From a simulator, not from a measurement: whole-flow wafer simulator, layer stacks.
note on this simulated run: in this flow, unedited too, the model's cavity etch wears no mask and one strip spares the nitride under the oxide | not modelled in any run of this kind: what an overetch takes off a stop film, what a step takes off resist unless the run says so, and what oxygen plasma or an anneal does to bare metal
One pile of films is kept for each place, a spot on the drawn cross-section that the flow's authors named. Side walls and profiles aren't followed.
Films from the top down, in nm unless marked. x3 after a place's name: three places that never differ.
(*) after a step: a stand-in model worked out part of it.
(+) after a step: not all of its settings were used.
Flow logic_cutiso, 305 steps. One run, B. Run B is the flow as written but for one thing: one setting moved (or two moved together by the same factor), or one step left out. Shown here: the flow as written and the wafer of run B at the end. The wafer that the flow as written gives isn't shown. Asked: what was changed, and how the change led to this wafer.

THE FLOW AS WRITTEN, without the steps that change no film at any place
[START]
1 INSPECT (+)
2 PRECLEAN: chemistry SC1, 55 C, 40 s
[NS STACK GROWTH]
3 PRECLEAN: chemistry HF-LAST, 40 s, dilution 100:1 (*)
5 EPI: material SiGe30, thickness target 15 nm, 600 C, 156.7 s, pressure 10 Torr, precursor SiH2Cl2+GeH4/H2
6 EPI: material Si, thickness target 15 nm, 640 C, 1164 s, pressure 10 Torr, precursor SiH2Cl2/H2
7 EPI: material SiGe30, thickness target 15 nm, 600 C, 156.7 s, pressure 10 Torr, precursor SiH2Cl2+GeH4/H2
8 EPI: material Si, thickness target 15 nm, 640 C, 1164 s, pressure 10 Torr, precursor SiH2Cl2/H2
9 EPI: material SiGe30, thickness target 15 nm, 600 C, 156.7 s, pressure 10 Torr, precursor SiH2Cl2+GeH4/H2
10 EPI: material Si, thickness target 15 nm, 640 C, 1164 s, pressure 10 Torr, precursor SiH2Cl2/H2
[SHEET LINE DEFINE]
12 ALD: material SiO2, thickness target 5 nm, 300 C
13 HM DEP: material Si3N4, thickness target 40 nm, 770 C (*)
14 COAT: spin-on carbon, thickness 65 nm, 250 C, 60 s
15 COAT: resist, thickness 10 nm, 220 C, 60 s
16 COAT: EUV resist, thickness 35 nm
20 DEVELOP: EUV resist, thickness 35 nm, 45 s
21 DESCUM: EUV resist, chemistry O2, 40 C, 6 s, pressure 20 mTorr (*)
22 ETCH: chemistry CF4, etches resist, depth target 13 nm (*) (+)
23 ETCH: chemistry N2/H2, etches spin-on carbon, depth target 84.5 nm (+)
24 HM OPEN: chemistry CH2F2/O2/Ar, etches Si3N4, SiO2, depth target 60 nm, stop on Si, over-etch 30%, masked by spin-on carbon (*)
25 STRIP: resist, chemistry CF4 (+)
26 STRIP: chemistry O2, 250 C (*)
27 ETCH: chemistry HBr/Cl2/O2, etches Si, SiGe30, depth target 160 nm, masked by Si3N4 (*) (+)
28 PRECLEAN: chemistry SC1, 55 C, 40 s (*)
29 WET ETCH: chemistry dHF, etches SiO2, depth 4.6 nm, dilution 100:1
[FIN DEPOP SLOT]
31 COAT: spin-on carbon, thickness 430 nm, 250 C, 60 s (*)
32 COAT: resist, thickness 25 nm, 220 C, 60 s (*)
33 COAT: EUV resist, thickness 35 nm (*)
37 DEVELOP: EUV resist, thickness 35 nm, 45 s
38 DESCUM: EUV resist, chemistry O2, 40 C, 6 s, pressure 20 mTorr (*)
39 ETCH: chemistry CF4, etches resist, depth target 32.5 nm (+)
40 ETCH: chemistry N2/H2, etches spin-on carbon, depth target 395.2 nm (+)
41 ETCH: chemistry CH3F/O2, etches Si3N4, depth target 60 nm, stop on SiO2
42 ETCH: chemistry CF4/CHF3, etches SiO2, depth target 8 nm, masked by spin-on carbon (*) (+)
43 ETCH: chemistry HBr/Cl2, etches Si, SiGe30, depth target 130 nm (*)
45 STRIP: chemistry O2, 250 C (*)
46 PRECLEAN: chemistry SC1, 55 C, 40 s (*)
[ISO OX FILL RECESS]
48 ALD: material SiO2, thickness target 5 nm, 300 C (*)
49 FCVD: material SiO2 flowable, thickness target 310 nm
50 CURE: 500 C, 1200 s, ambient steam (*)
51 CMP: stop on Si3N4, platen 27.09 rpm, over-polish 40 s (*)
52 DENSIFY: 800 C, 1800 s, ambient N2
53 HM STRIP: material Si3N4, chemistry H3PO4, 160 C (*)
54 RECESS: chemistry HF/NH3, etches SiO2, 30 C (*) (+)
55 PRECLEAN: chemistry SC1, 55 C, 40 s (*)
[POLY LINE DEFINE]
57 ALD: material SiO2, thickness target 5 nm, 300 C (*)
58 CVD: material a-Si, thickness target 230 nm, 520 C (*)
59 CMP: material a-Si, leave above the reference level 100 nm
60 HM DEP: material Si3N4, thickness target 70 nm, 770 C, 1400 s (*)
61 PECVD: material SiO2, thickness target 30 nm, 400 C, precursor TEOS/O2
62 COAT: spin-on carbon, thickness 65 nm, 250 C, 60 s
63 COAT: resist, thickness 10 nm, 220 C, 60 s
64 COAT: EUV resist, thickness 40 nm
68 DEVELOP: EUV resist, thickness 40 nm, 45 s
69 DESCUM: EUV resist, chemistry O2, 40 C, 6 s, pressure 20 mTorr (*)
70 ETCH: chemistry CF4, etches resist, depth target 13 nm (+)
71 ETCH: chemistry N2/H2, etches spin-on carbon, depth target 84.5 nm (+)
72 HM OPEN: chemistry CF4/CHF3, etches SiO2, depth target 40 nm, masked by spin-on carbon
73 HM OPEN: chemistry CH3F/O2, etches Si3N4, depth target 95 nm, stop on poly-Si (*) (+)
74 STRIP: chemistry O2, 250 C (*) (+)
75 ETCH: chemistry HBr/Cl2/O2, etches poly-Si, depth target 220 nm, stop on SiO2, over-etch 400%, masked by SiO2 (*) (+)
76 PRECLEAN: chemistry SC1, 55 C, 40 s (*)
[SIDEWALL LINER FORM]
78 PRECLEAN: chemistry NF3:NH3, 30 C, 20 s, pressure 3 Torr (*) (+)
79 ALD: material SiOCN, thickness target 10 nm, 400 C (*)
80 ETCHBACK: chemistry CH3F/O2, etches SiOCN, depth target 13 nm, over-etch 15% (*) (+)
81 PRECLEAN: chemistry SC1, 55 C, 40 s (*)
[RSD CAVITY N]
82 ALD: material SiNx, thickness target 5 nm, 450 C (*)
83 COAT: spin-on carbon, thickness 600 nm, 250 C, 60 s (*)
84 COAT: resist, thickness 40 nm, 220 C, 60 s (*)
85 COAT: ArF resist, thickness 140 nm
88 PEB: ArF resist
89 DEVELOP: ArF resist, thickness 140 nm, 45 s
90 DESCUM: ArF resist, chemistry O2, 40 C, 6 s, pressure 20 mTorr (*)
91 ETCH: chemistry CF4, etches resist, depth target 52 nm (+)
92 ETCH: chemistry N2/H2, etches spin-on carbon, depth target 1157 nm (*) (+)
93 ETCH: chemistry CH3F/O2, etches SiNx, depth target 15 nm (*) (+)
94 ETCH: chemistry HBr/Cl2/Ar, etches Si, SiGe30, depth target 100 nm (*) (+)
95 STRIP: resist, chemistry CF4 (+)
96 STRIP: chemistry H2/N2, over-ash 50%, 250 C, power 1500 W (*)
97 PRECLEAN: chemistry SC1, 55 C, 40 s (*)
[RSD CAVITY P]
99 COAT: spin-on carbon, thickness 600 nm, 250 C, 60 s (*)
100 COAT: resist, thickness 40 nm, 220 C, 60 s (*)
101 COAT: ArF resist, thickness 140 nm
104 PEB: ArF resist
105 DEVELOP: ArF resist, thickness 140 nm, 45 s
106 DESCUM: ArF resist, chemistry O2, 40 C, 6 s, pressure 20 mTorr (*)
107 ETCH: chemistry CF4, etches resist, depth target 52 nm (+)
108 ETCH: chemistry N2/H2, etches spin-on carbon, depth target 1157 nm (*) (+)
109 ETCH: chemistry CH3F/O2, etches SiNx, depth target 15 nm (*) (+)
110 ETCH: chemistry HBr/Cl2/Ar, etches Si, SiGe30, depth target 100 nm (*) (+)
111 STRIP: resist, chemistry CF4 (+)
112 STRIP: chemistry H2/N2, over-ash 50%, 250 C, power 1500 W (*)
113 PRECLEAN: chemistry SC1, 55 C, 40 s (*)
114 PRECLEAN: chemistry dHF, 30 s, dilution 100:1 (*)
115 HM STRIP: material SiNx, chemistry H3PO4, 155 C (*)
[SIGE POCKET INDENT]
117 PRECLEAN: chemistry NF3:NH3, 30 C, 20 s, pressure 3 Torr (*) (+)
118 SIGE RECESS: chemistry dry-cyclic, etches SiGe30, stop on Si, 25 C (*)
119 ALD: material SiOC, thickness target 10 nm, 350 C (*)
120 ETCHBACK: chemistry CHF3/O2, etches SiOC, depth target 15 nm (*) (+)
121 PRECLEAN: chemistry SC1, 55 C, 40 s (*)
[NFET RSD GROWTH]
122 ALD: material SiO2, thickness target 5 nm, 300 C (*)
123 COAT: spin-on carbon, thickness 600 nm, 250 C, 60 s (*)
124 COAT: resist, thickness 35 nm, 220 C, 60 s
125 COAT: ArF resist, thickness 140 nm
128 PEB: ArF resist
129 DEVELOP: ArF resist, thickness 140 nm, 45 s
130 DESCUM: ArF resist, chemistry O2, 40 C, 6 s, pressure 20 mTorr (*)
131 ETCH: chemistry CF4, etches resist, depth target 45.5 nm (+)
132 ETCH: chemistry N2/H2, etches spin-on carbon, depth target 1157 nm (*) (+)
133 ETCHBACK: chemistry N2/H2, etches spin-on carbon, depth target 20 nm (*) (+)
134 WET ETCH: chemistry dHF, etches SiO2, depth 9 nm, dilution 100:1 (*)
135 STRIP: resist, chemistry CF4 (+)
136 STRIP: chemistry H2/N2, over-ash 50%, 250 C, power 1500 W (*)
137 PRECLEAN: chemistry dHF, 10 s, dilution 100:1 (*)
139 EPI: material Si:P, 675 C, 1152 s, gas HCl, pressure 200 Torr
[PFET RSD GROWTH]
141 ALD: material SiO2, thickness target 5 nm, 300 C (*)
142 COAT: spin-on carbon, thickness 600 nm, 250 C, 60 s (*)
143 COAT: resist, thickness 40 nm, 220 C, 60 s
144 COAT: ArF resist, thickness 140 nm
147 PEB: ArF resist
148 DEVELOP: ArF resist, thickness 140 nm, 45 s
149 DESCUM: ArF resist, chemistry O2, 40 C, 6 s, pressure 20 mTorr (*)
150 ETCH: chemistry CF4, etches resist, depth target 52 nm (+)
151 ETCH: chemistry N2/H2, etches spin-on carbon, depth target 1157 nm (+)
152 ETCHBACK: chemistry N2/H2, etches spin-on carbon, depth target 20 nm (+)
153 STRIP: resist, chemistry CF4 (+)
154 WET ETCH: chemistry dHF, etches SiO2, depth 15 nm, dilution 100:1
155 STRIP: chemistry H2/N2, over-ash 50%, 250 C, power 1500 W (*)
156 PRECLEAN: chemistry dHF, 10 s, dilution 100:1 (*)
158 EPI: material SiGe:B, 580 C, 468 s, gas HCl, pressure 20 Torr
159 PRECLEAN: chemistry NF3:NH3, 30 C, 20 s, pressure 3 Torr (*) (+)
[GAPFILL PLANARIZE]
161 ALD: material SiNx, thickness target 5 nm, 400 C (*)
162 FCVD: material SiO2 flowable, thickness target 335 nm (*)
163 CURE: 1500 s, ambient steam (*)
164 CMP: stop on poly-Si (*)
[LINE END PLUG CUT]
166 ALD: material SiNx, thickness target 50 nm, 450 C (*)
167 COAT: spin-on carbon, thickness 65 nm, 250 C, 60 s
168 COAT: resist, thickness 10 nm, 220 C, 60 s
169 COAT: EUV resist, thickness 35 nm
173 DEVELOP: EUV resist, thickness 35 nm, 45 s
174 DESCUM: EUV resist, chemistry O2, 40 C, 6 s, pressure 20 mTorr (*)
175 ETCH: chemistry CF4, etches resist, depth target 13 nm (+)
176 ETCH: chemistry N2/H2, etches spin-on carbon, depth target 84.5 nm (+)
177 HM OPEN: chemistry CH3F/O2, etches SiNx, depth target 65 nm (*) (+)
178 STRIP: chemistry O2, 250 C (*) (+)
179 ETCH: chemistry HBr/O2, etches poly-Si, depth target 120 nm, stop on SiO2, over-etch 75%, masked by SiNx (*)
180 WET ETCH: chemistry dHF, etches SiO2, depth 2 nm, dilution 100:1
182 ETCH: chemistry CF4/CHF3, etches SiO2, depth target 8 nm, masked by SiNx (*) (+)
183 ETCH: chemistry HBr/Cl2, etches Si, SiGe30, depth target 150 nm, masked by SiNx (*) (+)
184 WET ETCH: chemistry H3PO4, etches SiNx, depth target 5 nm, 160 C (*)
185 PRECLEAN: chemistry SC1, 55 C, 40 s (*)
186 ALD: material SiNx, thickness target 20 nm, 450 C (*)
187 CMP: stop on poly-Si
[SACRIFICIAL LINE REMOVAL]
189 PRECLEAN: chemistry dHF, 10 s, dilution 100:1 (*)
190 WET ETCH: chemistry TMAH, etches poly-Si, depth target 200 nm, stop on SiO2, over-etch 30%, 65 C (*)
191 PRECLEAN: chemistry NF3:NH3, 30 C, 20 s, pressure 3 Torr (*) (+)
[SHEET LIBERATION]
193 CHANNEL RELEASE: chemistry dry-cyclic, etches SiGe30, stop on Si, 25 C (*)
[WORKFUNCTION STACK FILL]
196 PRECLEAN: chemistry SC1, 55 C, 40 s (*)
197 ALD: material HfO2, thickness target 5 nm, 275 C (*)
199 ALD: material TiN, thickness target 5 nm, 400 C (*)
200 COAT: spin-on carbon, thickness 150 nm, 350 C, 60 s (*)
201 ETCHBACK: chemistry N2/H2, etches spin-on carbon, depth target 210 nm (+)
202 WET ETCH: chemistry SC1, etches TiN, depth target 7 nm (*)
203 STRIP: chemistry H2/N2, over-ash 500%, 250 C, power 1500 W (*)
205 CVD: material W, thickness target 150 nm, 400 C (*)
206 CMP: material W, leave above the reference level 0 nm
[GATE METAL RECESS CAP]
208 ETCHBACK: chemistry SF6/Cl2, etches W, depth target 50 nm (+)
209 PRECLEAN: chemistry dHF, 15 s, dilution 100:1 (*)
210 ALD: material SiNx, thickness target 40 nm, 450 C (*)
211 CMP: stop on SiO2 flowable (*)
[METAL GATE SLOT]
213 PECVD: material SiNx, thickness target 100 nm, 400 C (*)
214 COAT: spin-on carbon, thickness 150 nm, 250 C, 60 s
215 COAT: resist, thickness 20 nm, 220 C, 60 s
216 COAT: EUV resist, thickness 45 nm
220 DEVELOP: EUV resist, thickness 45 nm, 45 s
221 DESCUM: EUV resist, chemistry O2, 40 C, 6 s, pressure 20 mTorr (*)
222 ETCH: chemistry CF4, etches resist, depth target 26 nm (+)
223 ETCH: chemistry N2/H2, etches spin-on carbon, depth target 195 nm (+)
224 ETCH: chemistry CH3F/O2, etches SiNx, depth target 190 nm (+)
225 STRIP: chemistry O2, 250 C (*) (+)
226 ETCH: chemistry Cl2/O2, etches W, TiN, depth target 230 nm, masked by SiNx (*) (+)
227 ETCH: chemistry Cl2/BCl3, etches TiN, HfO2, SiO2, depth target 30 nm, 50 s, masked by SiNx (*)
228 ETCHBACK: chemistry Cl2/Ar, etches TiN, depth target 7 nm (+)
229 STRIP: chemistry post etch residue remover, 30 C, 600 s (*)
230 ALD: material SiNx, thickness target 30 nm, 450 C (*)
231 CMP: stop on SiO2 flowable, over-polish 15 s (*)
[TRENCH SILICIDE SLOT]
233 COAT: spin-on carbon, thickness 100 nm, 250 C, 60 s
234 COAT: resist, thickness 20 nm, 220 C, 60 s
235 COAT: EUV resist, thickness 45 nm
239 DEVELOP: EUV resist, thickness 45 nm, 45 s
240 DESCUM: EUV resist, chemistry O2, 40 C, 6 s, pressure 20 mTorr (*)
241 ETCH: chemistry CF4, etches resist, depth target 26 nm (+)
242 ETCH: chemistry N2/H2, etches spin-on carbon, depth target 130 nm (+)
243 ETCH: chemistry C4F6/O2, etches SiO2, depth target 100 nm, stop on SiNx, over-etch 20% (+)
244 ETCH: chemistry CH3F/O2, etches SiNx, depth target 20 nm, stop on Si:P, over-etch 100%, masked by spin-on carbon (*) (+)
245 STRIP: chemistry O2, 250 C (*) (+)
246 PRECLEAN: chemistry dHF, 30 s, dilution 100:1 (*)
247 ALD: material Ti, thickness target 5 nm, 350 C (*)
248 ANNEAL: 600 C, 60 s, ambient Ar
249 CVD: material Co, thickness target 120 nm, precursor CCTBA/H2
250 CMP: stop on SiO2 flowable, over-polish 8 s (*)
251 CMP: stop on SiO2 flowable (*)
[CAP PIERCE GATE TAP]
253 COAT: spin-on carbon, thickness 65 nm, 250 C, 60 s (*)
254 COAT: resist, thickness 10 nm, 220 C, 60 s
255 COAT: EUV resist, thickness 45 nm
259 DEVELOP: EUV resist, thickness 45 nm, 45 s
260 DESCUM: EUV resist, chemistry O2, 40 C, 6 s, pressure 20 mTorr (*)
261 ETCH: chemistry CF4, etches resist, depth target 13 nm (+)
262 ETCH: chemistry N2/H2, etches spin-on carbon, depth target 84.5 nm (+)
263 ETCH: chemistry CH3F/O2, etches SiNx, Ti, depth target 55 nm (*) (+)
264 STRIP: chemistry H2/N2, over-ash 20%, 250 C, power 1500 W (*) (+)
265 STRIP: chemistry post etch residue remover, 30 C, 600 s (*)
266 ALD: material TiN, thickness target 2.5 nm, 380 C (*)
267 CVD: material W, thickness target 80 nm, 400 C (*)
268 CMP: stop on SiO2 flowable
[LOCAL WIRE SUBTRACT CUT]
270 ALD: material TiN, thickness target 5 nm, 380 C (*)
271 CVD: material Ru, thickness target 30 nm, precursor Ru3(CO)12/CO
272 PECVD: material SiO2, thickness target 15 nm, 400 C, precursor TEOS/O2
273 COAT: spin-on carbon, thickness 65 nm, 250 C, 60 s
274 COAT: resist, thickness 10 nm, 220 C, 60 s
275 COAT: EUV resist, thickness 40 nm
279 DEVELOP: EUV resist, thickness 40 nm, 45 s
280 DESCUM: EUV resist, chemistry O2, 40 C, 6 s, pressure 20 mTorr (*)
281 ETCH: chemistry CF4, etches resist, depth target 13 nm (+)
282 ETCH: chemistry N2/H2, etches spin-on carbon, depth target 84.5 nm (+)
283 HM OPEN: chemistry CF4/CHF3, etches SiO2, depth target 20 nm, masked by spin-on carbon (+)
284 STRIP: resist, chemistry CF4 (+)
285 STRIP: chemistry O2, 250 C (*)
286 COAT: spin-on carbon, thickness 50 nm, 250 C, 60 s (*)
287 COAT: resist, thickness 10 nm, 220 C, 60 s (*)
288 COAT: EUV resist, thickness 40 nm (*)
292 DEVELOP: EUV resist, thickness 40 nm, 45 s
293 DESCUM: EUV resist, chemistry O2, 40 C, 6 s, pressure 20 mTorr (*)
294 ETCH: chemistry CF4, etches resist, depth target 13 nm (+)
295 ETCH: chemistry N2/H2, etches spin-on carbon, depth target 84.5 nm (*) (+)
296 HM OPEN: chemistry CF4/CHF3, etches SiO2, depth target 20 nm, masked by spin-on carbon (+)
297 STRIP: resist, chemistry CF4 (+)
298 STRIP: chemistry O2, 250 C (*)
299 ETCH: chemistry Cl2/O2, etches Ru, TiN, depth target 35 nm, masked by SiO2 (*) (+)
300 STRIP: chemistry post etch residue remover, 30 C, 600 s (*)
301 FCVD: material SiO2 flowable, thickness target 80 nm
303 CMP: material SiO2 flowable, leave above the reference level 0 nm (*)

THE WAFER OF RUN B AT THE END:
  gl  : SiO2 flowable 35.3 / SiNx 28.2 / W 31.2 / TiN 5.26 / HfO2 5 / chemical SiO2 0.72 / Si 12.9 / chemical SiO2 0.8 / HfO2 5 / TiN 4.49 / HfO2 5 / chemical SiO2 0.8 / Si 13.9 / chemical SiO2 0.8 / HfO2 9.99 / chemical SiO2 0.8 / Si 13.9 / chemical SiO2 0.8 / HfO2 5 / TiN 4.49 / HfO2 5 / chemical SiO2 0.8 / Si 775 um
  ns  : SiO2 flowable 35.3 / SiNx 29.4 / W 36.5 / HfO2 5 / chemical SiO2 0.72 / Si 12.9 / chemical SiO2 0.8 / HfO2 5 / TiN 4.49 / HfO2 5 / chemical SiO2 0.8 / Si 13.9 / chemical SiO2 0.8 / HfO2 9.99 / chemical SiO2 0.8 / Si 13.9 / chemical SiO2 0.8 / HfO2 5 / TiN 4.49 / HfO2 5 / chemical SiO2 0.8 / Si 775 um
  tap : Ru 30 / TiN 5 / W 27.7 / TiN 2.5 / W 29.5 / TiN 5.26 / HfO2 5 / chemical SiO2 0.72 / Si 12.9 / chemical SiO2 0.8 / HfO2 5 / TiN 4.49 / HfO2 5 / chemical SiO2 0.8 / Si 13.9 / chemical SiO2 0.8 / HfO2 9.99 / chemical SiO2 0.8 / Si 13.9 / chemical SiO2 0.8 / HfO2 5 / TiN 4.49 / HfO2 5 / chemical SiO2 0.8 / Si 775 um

The cause: step 7, EPI: 109.7 s was run, where the flow has 156.7 s.

How the change led to this, step by step:
  7 EPI: material SiGe30, thickness target 15 nm, 600 C, 156.7 s, pressure 10 Torr, precursor SiH2Cl2+GeH4/H2
      depop, dpovl, gfld and 19 more: SiGe30 +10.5 (new film) (as written it would be: SiGe30 +15 (new film))
  27 ETCH: chemistry HBr/Cl2/O2, etches Si, SiGe30, depth target 160 nm, masked by Si3N4 (*) (+)
      gfld, gxf, iso, lnri: chemical SiO2 -0.79 (all of it), Si -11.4 (all of it), SiGe30 -15 (all of it), Si -15 (all of it), SiGe30 -10.5 (all of it), Si -15 (all of it), SiGe30 -15 (all of it), Si -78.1 (as written it would be: chemical SiO2 -0.79 (all of it), Si -11.4 (all of it), SiGe30 -15 (all of it), Si -15 (all of it), SiGe30 -15 (all of it), Si -15 (all of it), SiGe30 -15 (all of it), Si -73.6)
      dpovl, nsgap: chemical SiO2 -0.79 (all of it), Si -11.8 (all of it), SiGe30 -15 (all of it), Si -15 (all of it), SiGe30 -10.5 (all of it), Si -15 (all of it), SiGe30 -15 (all of it), Si -77.7 (as written it would be: chemical SiO2 -0.79 (all of it), Si -11.8 (all of it), SiGe30 -15 (all of it), Si -15 (all of it), SiGe30 -15 (all of it), Si -15 (all of it), SiGe30 -15 (all of it), Si -73.2)
      (and at 1 more place)
  43 ETCH: chemistry HBr/Cl2, etches Si, SiGe30, depth target 130 nm (*)
      depop: Si -14 (all of it), SiGe30 -15 (all of it), Si -15 (all of it), SiGe30 -10.5 (all of it), Si -15 (all of it), SiGe30 -15 (all of it), Si -45.5 (as written it would be: Si -14 (all of it), SiGe30 -15 (all of it), Si -15 (all of it), SiGe30 -15 (all of it), Si -15 (all of it), SiGe30 -15 (all of it), Si -41)
  94 ETCH: chemistry HBr/Cl2/Ar, etches Si, SiGe30, depth target 100 nm (*) (+)
      rsdn, rsdx: chemical SiO2 -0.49 (all of it), Si -12.8 (all of it), SiGe30 -15 (all of it), Si -15 (all of it), SiGe30 -10.5 (all of it), Si -15 (all of it), SiGe30 -15 (all of it), Si -16.7 (as written it would be: chemical SiO2 -0.49 (all of it), Si -12.8 (all of it), SiGe30 -15 (all of it), Si -15 (all of it), SiGe30 -15 (all of it), Si -15 (all of it), SiGe30 -15 (all of it), Si -12.2)
  110 ETCH: chemistry HBr/Cl2/Ar, etches Si, SiGe30, depth target 100 nm (*) (+)
      rsdp, rsdw: chemical SiO2 -0.49 (all of it), Si -12.8 (all of it), SiGe30 -15 (all of it), Si -15 (all of it), SiGe30 -10.5 (all of it), Si -15 (all of it), SiGe30 -15 (all of it), Si -16.7 (as written it would be: chemical SiO2 -0.49 (all of it), Si -12.8 (all of it), SiGe30 -15 (all of it), Si -15 (all of it), SiGe30 -15 (all of it), Si -15 (all of it), SiGe30 -15 (all of it), Si -12.2)
  118 SIGE RECESS: chemistry dry-cyclic, etches SiGe30, stop on Si, 25 C (*)
      lnr, lnrp, lnrt: SiOCN -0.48, Si -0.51, cavity +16 (new film), SiGe30 -15 (all of it), Si -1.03, cavity +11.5 (new film), SiGe30 -10.5 (all of it), Si -1.03, cavity +16 (new film), SiGe30 -15 (all of it), Si -0.51 (as written it would be: SiOCN -0.48, Si -0.51, cavity +16 (new film), SiGe30 -15 (all of it), Si -1.03, cavity +16 (new film), SiGe30 -15 (all of it), Si -1.03, cavity +16 (new film), SiGe30 -15 (all of it), Si -0.51)
  119 ALD: material SiOC, thickness target 10 nm, 350 C (*)
      lnr, lnrp, lnrt: SiOC +10 (new film), SiOC +16 (new film), cavity -16 (all of it), SiOC +11.5 (new film), cavity -11.5 (all of it), SiOC +16 (new film), cavity -16 (all of it) (as written it would be: SiOC +10 (new film), SiOC +16 (new film), cavity -16 (all of it), SiOC +16 (new film), cavity -16 (all of it), SiOC +16 (new film), cavity -16 (all of it))
  183 ETCH: chemistry HBr/Cl2, etches Si, SiGe30, depth target 150 nm, masked by SiNx (*) (+)
      plug: Si -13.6 (all of it), SiGe30 -15 (all of it), Si -15 (all of it), SiGe30 -10.5 (all of it), Si -15 (all of it), SiGe30 -15 (all of it), Si -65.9 (as written it would be: Si -13.6 (all of it), SiGe30 -15 (all of it), Si -15 (all of it), SiGe30 -15 (all of it), Si -15 (all of it), SiGe30 -15 (all of it), Si -61.4)
  193 CHANNEL RELEASE: chemistry dry-cyclic, etches SiGe30, stop on Si, 25 C (*)
      gl, glp, gxn, gxp, ns, tap: chemical SiO2 +0.8 (new film), Si -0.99, chemical SiO2 +0.8 (new film), cavity +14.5 (new film), chemical SiO2 +0.8 (new film), SiGe30 -15 (all of it), Si -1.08, chemical SiO2 +0.8 (new film), cavity +9.99 (new film), chemical SiO2 +0.8 (new film), SiGe30 -10.5 (all of it), Si -1.08, chemical SiO2 +0.8 (new film), cavity +14.5 (new film), chemical SiO2 +0.8 (new film), SiGe30 -15 (all of it), Si -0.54 (as written it would be: chemical SiO2 +0.8 (new film), Si -0.99, chemical SiO2 +0.8 (new film), cavity +14.5 (new film), chemical SiO2 +0.8 (new film), SiGe30 -15 (all of it), Si -1.08, chemical SiO2 +0.8 (new film), cavity +14.5 (new film), chemical SiO2 +0.8 (new film), SiGe30 -15 (all of it), Si -1.08, chemical SiO2 +0.8 (new film), cavity +14.5 (new film), chemical SiO2 +0.8 (new film), SiGe30 -15 (all of it), Si -0.54)
  197 ALD: material HfO2, thickness target 5 nm, 275 C (*)
      gl, glp, gxn, gxp, ns, tap: HfO2 +5 (new film), HfO2 +5 (new film), cavity -10, HfO2 +5 (new film), HfO2 +9.99 (new film), cavity -9.99 (all of it), HfO2 +5 (new film), cavity -10, HfO2 +5 (new film) (as written it would be: HfO2 +5 (new film), HfO2 +5 (new film), cavity -10, HfO2 +5 (new film), HfO2 +5 (new film), cavity -10, HfO2 +5 (new film), HfO2 +5 (new film), cavity -10, HfO2 +5 (new film))
  199 ALD: material TiN, thickness target 5 nm, 400 C (*)
      gl, glp, tap: TiN +5.26 (new film), TiN +4.49 (new film), cavity -4.49 (all of it), TiN +4.49 (new film), cavity -4.49 (all of it) (as written it would be: TiN +5.26 (new film), TiN +4.49 (new film), cavity -4.49 (all of it), TiN +4.49 (new film), cavity -4.49 (all of it), TiN +4.49 (new film), cavity -4.49 (all of it))
      gxn, gxp, ns: TiN +5 (new film), TiN +4.49 (new film), cavity -4.49 (all of it), TiN +4.49 (new film), cavity -4.49 (all of it) (as written it would be: TiN +5 (new film), TiN +4.49 (new film), cavity -4.49 (all of it), TiN +4.49 (new film), cavity -4.49 (all of it), TiN +4.49 (new film), cavity -4.49 (all of it))
Counting metal films that touch as one body, gl has 3 bodies (between them, from the top down: HfO2 5 / chemical SiO2 0.72 / Si 12.9 / chemical SiO2 0.8 / HfO2 5; HfO2 5 / chemical SiO2 0.8 / Si 13.9 / chemical SiO2 0.8 / HfO2 9.99 / chemical SiO2 0.8 / Si 13.9 / chemical SiO2 0.8 / HfO2 5); the flow as written gives 4 bodies (between them, from the top down: HfO2 5 / chemical SiO2 0.72 / Si 12.9 / chemical SiO2 0.8 / HfO2 5; HfO2 5 / chemical SiO2 0.8 / Si 13.9 / chemical SiO2 0.8 / HfO2 5; HfO2 5 / chemical SiO2 0.8 / Si 13.9 / chemical SiO2 0.8 / HfO2 5).
Counting metal films that touch as one body, ns has 3 bodies (between them, from the top down: HfO2 5 / chemical SiO2 0.72 / Si 12.9 / chemical SiO2 0.8 / HfO2 5; HfO2 5 / chemical SiO2 0.8 / Si 13.9 / chemical SiO2 0.8 / HfO2 9.99 / chemical SiO2 0.8 / Si 13.9 / chemical SiO2 0.8 / HfO2 5); the flow as written gives 4 bodies (between them, from the top down: HfO2 5 / chemical SiO2 0.72 / Si 12.9 / chemical SiO2 0.8 / HfO2 5; HfO2 5 / chemical SiO2 0.8 / Si 13.9 / chemical SiO2 0.8 / HfO2 5; HfO2 5 / chemical SiO2 0.8 / Si 13.9 / chemical SiO2 0.8 / HfO2 5).
Counting metal films that touch as one body, tap has 3 bodies (between them, from the top down: HfO2 5 / chemical SiO2 0.72 / Si 12.9 / chemical SiO2 0.8 / HfO2 5; HfO2 5 / chemical SiO2 0.8 / Si 13.9 / chemical SiO2 0.8 / HfO2 9.99 / chemical SiO2 0.8 / Si 13.9 / chemical SiO2 0.8 / HfO2 5); the flow as written gives 4 bodies (between them, from the top down: HfO2 5 / chemical SiO2 0.72 / Si 12.9 / chemical SiO2 0.8 / HfO2 5; HfO2 5 / chemical SiO2 0.8 / Si 13.9 / chemical SiO2 0.8 / HfO2 5; HfO2 5 / chemical SiO2 0.8 / Si 13.9 / chemical SiO2 0.8 / HfO2 5).
